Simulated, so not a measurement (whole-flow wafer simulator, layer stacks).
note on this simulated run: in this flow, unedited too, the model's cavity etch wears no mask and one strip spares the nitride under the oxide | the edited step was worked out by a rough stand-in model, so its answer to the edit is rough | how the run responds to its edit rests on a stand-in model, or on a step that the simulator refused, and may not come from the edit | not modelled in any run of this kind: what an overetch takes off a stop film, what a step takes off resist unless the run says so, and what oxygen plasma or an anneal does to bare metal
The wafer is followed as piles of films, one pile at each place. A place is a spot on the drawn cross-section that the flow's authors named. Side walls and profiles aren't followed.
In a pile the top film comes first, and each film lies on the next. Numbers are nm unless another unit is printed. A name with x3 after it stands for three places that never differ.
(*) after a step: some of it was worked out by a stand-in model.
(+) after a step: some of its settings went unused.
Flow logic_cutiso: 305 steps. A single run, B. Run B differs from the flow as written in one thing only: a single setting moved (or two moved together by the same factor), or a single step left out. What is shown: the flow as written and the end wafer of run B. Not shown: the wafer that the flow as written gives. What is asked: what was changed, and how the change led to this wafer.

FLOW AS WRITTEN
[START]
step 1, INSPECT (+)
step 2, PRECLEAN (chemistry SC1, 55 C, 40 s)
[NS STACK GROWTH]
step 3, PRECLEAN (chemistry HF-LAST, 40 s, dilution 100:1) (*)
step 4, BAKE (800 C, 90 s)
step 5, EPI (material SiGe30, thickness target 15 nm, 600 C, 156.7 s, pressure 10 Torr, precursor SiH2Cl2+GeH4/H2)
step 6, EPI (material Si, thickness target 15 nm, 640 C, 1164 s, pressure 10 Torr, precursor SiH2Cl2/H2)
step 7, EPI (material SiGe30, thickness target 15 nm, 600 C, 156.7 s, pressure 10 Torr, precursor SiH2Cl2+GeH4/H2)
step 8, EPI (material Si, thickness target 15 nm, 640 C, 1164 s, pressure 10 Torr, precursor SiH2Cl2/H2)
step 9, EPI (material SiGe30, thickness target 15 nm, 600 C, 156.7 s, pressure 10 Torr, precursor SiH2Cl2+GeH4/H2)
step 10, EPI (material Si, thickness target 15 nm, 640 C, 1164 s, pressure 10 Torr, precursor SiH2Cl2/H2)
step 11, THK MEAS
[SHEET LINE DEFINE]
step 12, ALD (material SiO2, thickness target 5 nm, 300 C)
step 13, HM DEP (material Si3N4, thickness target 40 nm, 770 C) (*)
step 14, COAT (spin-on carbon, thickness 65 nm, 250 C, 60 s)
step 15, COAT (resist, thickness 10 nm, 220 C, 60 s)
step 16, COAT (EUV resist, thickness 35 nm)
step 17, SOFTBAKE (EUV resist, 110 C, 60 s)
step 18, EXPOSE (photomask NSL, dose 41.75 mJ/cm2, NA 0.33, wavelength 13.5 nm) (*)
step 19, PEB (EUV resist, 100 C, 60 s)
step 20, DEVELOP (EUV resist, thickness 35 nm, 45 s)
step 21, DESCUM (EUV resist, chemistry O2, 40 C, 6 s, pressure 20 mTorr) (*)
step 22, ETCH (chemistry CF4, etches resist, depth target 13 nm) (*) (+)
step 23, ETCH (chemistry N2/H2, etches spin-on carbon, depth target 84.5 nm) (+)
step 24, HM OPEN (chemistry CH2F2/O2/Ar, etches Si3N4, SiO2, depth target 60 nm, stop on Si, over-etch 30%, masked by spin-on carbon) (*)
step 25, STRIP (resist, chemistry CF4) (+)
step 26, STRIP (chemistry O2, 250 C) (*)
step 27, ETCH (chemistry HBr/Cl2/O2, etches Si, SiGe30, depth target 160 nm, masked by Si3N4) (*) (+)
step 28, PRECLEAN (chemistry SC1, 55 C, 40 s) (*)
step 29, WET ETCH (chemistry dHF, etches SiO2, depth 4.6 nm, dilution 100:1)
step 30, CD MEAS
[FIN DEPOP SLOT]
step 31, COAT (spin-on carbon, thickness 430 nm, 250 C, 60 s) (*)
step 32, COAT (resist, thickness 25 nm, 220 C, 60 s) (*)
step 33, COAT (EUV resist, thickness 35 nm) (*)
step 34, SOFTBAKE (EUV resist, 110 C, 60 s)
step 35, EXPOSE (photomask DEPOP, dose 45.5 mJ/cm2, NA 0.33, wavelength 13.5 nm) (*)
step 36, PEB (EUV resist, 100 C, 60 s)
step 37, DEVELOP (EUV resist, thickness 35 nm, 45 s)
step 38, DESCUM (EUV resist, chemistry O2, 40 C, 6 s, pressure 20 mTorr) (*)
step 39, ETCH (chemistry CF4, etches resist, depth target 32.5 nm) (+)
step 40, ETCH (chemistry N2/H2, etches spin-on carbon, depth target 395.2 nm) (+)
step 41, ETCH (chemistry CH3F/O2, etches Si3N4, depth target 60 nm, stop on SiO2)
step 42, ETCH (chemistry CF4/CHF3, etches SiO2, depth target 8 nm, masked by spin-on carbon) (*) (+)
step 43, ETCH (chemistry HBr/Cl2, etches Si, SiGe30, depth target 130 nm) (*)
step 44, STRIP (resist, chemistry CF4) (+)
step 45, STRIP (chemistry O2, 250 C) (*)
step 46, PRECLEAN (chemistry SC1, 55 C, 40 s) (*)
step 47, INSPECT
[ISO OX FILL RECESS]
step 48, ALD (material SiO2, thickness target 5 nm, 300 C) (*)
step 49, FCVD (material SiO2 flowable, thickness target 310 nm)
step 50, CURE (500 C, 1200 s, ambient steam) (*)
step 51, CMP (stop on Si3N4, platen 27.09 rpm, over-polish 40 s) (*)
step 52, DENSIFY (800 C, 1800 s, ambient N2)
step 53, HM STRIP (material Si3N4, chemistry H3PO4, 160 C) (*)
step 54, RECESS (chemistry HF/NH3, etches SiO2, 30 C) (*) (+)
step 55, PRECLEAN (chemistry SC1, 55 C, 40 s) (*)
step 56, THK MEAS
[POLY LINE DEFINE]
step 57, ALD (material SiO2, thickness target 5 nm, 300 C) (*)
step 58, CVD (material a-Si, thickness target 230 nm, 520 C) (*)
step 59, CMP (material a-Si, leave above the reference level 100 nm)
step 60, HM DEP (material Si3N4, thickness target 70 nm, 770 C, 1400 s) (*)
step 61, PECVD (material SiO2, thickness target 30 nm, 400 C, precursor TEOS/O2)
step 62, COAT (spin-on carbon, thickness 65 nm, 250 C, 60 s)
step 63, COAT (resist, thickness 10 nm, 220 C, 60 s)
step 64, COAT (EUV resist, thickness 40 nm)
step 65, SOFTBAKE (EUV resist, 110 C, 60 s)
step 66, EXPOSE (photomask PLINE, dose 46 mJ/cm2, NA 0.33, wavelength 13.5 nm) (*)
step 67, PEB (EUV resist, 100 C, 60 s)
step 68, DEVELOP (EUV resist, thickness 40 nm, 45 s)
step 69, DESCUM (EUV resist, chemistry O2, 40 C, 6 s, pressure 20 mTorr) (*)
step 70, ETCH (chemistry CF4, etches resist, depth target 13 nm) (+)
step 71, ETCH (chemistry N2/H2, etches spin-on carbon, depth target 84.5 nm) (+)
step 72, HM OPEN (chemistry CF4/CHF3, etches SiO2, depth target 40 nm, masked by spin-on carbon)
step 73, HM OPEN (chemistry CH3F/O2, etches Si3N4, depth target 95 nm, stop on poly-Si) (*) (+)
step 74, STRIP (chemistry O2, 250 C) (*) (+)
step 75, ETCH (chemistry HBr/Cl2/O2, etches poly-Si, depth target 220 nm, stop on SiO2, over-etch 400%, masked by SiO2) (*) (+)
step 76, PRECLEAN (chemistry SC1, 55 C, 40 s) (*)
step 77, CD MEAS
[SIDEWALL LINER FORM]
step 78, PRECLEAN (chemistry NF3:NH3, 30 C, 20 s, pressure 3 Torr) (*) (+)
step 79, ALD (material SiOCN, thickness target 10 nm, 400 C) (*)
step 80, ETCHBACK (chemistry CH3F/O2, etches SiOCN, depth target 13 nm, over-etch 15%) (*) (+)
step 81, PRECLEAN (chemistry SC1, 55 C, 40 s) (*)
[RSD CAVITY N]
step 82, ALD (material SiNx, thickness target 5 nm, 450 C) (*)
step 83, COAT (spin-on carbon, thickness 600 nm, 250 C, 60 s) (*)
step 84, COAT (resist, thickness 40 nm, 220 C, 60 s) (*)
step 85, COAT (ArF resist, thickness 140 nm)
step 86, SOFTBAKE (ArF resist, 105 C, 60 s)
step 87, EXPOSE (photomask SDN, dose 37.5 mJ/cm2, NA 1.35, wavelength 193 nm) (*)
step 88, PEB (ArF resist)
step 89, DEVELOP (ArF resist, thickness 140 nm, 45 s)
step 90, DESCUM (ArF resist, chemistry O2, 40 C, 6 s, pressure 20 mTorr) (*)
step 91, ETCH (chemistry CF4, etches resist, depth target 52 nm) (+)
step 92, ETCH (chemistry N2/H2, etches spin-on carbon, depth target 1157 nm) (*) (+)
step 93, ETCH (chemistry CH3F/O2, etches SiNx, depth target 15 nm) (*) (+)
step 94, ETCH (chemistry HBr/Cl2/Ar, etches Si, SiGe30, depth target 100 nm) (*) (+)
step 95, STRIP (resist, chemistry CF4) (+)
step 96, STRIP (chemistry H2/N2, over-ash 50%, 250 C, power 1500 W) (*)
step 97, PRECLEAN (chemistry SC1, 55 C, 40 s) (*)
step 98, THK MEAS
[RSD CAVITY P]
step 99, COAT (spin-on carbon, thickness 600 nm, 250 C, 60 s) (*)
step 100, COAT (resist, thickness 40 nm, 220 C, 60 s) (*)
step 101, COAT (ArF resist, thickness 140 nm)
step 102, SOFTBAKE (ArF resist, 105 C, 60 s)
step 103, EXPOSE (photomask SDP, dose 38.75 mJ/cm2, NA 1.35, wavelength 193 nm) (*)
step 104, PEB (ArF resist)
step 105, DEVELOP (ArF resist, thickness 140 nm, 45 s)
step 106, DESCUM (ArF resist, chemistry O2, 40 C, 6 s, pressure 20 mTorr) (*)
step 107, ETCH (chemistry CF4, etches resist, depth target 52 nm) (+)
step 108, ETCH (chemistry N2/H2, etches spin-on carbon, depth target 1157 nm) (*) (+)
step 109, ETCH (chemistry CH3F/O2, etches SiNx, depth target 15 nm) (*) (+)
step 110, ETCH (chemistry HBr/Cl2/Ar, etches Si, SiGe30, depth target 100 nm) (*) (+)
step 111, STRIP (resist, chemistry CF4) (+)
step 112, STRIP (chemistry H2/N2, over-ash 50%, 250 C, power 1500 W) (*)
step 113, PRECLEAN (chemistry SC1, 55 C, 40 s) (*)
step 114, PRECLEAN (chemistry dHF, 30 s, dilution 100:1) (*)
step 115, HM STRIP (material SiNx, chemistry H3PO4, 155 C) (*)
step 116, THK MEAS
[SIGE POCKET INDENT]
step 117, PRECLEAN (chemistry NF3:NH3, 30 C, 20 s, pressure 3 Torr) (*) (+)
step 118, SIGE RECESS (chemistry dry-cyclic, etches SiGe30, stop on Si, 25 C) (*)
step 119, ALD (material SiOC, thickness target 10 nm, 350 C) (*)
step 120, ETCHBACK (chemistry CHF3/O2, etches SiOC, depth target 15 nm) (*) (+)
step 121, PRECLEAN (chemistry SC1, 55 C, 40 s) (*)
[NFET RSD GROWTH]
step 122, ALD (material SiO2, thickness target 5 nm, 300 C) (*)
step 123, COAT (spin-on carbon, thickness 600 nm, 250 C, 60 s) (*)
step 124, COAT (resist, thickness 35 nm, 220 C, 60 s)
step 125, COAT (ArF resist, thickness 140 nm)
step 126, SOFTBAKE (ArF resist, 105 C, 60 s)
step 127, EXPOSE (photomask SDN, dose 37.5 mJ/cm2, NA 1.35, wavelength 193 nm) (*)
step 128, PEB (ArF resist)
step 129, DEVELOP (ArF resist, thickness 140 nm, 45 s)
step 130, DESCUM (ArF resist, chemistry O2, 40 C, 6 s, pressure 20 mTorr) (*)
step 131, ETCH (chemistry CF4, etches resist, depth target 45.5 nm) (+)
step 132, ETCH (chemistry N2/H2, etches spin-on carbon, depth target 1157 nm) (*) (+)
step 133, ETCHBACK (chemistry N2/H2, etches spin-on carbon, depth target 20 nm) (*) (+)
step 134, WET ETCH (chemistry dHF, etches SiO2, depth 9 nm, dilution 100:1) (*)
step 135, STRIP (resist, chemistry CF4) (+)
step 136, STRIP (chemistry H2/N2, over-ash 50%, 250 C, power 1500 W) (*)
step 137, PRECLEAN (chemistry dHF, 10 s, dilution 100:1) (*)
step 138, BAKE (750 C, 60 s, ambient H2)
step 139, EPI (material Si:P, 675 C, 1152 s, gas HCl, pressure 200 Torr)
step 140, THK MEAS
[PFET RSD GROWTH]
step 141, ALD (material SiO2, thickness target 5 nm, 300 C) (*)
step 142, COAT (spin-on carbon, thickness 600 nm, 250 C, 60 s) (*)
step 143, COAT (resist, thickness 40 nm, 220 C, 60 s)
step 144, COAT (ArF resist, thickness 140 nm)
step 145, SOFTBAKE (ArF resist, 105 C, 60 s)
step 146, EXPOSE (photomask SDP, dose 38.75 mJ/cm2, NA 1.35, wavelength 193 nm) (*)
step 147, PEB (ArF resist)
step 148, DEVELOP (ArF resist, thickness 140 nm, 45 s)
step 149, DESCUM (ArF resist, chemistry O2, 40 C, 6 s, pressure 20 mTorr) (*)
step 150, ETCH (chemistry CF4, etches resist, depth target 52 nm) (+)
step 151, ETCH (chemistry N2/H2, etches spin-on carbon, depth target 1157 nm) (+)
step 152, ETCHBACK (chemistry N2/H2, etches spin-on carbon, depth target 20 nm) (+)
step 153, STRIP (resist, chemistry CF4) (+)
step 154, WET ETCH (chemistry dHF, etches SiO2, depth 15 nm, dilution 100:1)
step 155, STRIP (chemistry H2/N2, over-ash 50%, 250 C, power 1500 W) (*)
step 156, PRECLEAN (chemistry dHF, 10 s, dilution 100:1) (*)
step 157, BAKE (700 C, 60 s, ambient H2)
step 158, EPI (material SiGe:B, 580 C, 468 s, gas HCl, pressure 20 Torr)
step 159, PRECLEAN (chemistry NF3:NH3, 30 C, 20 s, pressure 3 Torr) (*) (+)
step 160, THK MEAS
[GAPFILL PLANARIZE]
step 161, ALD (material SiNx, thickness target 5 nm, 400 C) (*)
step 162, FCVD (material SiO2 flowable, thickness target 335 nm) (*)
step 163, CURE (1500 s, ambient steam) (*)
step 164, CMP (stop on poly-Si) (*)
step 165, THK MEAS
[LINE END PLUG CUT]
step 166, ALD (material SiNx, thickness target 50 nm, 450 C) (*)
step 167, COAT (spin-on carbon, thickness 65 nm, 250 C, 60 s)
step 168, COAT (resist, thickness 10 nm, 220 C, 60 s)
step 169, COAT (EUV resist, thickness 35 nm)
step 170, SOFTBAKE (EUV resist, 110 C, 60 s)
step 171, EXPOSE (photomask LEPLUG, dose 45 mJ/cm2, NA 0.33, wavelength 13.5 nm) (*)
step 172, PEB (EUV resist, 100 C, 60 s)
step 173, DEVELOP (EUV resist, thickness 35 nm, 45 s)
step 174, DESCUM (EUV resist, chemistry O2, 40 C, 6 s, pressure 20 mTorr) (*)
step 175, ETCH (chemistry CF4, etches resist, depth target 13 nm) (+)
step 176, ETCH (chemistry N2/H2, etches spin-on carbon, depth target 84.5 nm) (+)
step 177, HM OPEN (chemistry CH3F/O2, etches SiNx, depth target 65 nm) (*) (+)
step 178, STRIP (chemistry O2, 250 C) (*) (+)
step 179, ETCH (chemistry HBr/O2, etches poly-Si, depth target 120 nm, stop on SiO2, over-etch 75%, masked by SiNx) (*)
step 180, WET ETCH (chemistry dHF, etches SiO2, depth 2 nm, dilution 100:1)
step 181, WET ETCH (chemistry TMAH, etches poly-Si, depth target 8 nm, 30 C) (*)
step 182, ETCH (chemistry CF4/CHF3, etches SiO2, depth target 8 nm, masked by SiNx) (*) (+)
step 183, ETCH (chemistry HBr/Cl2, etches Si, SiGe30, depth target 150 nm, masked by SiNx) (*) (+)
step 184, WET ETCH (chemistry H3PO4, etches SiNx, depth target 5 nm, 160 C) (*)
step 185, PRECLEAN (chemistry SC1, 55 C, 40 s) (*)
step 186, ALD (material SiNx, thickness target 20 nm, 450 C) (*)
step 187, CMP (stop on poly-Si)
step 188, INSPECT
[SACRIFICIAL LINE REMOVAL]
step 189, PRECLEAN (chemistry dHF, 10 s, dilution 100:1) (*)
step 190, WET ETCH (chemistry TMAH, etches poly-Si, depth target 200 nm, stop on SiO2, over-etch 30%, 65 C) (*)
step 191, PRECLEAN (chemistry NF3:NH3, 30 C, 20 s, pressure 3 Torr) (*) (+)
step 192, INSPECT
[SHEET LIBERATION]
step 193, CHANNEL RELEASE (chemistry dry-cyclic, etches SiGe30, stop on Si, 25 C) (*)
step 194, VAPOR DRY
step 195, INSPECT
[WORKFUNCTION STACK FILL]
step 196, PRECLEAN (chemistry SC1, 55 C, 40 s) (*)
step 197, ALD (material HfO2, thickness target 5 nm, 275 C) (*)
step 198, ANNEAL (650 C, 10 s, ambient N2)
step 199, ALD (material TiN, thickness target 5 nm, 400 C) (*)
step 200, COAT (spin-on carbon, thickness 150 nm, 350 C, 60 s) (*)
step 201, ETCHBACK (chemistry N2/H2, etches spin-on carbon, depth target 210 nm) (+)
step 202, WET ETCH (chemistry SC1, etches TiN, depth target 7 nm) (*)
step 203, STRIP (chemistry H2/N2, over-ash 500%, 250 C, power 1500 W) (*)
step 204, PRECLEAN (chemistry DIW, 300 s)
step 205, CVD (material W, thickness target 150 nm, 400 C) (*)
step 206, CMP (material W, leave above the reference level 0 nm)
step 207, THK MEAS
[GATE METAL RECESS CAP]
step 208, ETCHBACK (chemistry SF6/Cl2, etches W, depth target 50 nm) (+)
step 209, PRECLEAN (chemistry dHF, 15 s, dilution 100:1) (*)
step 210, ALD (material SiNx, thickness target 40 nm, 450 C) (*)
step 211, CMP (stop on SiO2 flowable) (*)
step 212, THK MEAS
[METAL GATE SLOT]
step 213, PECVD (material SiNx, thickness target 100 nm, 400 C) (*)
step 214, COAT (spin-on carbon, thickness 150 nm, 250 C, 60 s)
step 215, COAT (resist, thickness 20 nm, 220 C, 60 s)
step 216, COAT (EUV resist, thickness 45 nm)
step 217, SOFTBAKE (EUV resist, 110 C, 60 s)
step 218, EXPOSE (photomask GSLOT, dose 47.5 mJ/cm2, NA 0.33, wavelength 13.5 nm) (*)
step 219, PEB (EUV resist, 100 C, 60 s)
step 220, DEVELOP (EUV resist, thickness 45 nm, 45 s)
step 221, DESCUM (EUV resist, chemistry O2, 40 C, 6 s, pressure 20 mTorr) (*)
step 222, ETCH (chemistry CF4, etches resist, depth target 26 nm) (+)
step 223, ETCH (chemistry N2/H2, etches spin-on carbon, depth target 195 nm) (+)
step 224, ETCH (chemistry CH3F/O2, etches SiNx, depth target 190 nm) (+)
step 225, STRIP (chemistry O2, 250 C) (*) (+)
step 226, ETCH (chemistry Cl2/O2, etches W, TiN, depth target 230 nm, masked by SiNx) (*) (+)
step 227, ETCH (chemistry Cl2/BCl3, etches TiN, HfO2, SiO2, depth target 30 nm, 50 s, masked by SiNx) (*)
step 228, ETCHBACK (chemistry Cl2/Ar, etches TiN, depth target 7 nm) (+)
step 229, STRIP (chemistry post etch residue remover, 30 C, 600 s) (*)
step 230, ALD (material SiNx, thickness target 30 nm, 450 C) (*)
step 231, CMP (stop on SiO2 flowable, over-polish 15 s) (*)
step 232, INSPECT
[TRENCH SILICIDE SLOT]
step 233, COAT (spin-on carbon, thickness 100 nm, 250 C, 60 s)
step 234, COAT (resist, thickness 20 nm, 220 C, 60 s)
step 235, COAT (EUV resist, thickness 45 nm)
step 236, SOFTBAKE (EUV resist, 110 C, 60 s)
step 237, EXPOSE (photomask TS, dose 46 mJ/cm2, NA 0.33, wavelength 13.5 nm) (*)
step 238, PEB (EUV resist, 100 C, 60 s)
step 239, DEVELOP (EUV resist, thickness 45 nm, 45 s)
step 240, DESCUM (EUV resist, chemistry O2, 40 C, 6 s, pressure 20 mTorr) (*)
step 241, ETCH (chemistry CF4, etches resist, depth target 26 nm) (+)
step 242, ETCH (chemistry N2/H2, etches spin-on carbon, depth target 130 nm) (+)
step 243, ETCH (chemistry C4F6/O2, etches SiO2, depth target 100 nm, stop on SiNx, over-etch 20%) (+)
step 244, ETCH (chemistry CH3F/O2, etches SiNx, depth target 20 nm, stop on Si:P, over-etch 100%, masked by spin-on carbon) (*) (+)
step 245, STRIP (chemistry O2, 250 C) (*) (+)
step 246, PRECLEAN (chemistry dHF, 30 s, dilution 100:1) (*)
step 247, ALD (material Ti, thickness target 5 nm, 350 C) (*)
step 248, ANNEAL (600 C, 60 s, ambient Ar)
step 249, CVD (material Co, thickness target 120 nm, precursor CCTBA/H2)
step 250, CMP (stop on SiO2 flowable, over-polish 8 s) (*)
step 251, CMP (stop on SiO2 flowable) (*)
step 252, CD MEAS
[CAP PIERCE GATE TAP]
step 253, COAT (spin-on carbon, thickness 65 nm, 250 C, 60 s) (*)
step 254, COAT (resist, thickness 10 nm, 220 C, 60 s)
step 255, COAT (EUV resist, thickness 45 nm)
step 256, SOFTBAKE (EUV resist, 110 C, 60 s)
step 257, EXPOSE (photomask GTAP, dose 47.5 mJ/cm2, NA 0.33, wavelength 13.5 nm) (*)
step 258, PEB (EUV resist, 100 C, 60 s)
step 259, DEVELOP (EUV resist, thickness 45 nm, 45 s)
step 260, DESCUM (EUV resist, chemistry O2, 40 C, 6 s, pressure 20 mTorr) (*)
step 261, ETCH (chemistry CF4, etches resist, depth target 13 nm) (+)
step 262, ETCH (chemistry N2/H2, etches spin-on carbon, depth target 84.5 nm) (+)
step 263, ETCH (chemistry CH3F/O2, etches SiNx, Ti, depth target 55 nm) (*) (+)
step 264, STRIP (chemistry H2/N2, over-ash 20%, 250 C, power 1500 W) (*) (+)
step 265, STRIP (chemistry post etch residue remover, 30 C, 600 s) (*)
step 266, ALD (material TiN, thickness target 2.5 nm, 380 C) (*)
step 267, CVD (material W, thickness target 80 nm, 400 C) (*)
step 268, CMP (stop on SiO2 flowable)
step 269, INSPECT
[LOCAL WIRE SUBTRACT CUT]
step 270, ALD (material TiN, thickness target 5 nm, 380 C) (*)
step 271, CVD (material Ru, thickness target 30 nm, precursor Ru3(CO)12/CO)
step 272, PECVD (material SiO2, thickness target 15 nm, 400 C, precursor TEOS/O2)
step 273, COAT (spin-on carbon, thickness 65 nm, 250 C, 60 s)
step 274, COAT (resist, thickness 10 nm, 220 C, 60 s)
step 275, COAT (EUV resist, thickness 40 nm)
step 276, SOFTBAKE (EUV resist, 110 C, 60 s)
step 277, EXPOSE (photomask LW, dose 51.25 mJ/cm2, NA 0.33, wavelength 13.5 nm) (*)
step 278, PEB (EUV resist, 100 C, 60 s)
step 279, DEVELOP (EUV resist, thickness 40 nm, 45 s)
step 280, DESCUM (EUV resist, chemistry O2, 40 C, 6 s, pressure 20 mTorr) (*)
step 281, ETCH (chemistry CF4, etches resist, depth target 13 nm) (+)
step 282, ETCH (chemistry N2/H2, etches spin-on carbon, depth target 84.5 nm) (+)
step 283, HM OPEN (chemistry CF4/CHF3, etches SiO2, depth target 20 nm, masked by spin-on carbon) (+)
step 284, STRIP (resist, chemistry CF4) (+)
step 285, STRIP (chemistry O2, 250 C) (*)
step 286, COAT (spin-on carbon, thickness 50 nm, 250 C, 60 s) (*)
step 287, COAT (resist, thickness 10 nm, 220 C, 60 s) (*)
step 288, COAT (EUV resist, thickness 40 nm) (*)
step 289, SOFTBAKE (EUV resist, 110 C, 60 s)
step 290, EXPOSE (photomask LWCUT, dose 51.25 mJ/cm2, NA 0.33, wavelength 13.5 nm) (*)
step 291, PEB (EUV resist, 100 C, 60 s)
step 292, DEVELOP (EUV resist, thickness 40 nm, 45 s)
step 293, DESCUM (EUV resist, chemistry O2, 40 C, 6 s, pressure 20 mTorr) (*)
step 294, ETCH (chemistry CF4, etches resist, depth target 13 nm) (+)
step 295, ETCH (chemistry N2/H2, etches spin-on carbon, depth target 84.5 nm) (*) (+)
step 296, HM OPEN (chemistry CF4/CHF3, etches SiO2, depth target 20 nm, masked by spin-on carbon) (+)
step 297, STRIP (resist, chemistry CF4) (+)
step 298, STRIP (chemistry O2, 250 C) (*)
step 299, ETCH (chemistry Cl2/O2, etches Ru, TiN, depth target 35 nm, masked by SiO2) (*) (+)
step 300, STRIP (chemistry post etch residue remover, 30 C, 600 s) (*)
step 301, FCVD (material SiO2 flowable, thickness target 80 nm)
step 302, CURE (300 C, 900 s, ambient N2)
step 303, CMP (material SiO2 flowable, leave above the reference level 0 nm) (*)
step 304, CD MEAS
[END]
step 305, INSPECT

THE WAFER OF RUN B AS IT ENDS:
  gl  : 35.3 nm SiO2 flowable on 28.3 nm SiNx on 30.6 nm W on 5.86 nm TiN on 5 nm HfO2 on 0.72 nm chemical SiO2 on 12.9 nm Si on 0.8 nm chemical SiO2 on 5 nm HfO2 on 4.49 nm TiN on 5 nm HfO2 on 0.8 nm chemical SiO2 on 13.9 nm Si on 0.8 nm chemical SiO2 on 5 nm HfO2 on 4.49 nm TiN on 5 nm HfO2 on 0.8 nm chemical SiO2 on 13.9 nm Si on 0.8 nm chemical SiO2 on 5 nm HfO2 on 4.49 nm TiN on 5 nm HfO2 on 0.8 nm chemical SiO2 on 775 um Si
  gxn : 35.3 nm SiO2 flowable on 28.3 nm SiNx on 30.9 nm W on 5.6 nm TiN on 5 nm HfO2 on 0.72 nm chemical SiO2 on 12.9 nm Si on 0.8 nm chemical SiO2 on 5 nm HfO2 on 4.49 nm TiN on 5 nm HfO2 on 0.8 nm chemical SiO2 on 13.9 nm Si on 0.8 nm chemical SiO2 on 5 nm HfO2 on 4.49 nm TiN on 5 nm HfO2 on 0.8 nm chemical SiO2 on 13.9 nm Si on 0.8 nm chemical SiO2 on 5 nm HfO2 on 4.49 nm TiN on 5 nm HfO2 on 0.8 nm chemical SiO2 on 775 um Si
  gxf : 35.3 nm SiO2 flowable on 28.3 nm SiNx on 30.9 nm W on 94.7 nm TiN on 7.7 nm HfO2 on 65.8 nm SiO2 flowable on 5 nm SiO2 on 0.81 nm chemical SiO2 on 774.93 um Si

What caused this: step 199, ALD: thickness target 5.6 nm was run, whereas the flow has thickness target 5 nm.
One can read it off the wafer: gxn has TiN 5.6, and step 199 as written asks for 5 nm.

Step by step, how the change led to this:
  step 199, ALD (material TiN, thickness target 5 nm, 400 C) (*)
      depop, dpovl, iso and 11 more: TiN gains 5.6 (new film) (in the flow as written it would be: TiN gains 5 (new film))
      gl, glp, tap: TiN gains 5.86 (new film), TiN gains 4.49 (new film), cavity loses 4.49 (all of it), TiN gains 4.49 (new film), cavity loses 4.49 (all of it), TiN gains 4.49 (new film), cavity loses 4.49 (all of it) (in the flow as written it would be: TiN gains 5.26 (new film), TiN gains 4.49 (new film), cavity loses 4.49 (all of it), TiN gains 4.49 (new film), cavity loses 4.49 (all of it), TiN gains 4.49 (new film), cavity loses 4.49 (all of it))
      (also at 5 further places)
  step 200, COAT (spin-on carbon, thickness 150 nm, 350 C, 60 s) (*)
      gxf: spin-on carbon gains 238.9 (new film) (in the flow as written it would be: spin-on carbon gains 326 (new film))
  step 202, WET ETCH (chemistry SC1, etches TiN, depth target 7 nm) (*)
      depop, dpovl, iso and 12 more: TiN loses 5.6 (all of it) (in the flow as written it would be: TiN loses 5 (all of it))
  step 203, STRIP (chemistry H2/N2, over-ash 500%, 250 C, power 1500 W) (*)
      gl, glp: spin-on carbon loses 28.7 (all of it) (in the flow as written it would be: spin-on carbon loses 26.7 (all of it))
      gxn, gxp: spin-on carbon loses 28.8 (all of it) (in the flow as written it would be: spin-on carbon loses 26.8 (all of it))
      (also at 2 further places)
  step 205, CVD (material W, thickness target 150 nm, 400 C) (*)
      gxf: W gains 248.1 (new film) (in the flow as written it would be: W gains 337.8 (new film))
  step 226, ETCH (chemistry Cl2/O2, etches W, TiN, depth target 230 nm, masked by SiNx) (*) (+)
      gfld: W loses 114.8 (all of it), TiN loses 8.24 (all of it), HfO2 loses 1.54 (in the flow as written it would be: W loses 115.4 (all of it), TiN loses 7.64 (all of it), HfO2 loses 1.54)
